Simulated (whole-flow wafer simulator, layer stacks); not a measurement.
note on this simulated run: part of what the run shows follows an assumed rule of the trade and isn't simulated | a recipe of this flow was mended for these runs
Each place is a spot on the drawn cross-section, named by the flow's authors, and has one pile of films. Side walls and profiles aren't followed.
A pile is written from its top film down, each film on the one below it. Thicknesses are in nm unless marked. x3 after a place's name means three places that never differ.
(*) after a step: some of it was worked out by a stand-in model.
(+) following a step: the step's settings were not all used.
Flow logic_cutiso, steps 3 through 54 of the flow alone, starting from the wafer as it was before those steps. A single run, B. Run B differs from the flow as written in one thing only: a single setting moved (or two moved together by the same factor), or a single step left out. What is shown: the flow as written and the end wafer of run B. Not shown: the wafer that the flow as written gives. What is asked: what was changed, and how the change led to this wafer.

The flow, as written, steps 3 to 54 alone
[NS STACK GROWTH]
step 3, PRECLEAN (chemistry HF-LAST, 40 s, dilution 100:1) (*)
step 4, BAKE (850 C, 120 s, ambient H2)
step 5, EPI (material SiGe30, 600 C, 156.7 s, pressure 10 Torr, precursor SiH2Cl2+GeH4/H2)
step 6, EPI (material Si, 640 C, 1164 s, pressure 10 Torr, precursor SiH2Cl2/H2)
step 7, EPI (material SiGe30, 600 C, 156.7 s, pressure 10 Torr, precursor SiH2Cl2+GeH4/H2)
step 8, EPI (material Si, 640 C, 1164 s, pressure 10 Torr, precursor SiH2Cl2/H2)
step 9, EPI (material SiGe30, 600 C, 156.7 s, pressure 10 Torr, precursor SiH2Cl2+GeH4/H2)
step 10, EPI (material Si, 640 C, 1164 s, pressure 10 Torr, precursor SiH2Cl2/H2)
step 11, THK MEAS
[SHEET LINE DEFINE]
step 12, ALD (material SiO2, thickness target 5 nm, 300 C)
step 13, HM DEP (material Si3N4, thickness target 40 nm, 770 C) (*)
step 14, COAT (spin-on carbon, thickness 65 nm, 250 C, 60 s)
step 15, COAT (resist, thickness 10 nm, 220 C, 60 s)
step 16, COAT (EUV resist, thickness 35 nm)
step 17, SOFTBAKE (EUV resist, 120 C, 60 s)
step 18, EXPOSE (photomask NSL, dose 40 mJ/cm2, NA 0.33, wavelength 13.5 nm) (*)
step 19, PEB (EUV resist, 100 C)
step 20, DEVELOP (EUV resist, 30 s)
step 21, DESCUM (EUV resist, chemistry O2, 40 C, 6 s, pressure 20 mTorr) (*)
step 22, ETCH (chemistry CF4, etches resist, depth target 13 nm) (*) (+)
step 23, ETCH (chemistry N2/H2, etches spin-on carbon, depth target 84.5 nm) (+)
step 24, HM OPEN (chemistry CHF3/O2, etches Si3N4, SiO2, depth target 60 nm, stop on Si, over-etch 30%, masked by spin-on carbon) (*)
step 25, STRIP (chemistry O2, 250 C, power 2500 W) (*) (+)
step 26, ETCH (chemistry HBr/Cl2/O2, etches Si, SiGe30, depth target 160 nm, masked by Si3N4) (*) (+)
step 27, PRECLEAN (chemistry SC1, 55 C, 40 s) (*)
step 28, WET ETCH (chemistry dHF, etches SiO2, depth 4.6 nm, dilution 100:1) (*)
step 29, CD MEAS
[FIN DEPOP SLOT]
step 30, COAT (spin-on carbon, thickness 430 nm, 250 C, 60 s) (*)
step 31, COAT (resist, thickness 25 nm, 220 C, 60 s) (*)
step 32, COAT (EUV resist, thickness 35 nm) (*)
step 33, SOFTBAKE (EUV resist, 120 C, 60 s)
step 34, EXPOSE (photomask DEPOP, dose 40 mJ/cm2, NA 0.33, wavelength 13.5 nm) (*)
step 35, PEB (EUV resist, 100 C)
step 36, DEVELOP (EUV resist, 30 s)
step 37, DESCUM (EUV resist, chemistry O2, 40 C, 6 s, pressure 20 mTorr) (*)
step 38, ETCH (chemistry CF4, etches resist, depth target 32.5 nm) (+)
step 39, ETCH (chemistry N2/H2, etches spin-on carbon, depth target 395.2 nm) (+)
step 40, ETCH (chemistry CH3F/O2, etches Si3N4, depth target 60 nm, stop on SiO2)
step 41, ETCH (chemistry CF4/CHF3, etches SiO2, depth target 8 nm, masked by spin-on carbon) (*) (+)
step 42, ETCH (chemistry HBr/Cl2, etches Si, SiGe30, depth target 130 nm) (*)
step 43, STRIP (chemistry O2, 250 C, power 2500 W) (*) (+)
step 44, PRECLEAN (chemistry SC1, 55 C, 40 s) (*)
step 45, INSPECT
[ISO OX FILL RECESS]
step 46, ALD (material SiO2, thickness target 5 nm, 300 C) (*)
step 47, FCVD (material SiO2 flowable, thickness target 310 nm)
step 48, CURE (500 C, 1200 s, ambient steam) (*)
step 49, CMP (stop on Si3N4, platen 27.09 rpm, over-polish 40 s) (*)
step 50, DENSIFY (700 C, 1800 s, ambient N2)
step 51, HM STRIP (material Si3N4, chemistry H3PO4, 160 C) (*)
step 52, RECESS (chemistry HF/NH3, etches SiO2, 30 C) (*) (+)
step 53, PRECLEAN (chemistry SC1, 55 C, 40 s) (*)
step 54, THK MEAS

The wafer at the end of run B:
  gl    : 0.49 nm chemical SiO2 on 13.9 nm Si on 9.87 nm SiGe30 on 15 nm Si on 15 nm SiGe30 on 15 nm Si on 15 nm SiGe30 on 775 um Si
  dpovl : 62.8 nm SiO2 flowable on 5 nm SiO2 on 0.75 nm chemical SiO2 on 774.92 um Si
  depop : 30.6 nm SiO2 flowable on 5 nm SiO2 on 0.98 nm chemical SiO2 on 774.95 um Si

Cause: step 9, EPI: 577 C was run, while the flow as written has 600 C.

How this came from the change, step by step:
  step 9, EPI (material SiGe30, 600 C, 156.7 s, pressure 10 Torr, precursor SiH2Cl2+GeH4/H2)
      depop, dpovl, gfld and 19 more: +9.87 SiGe30 (new film) (as written it would have been: +15 SiGe30 (new film))
  step 26, ETCH (chemistry HBr/Cl2/O2, etches Si, SiGe30, depth target 160 nm, masked by Si3N4) (*) (+)
      dpovl, gfld, gxf, iso, isow, lnri, nsgap: -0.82 chemical SiO2 (all of it), -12 Si (all of it), -9.87 SiGe30 (all of it), -15 Si (all of it), -15 SiGe30 (all of it), -15 Si (all of it), -15 SiGe30 (all of it), -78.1 Si (as written it would have been: -0.82 chemical SiO2 (all of it), -12 Si (all of it), -15 SiGe30 (all of it), -15 Si (all of it), -15 SiGe30 (all of it), -15 Si (all of it), -15 SiGe30 (all of it), -73 Si)
  step 42, ETCH (chemistry HBr/Cl2, etches Si, SiGe30, depth target 130 nm) (*)
      depop: -13.8 Si (all of it), -9.87 SiGe30 (all of it), -15 Si (all of it), -15 SiGe30 (all of it), -15 Si (all of it), -15 SiGe30 (all of it), -46.4 Si (as written it would have been: -13.8 Si (all of it), -15 SiGe30 (all of it), -15 Si (all of it), -15 SiGe30 (all of it), -15 Si (all of it), -15 SiGe30 (all of it), -41.2 Si)
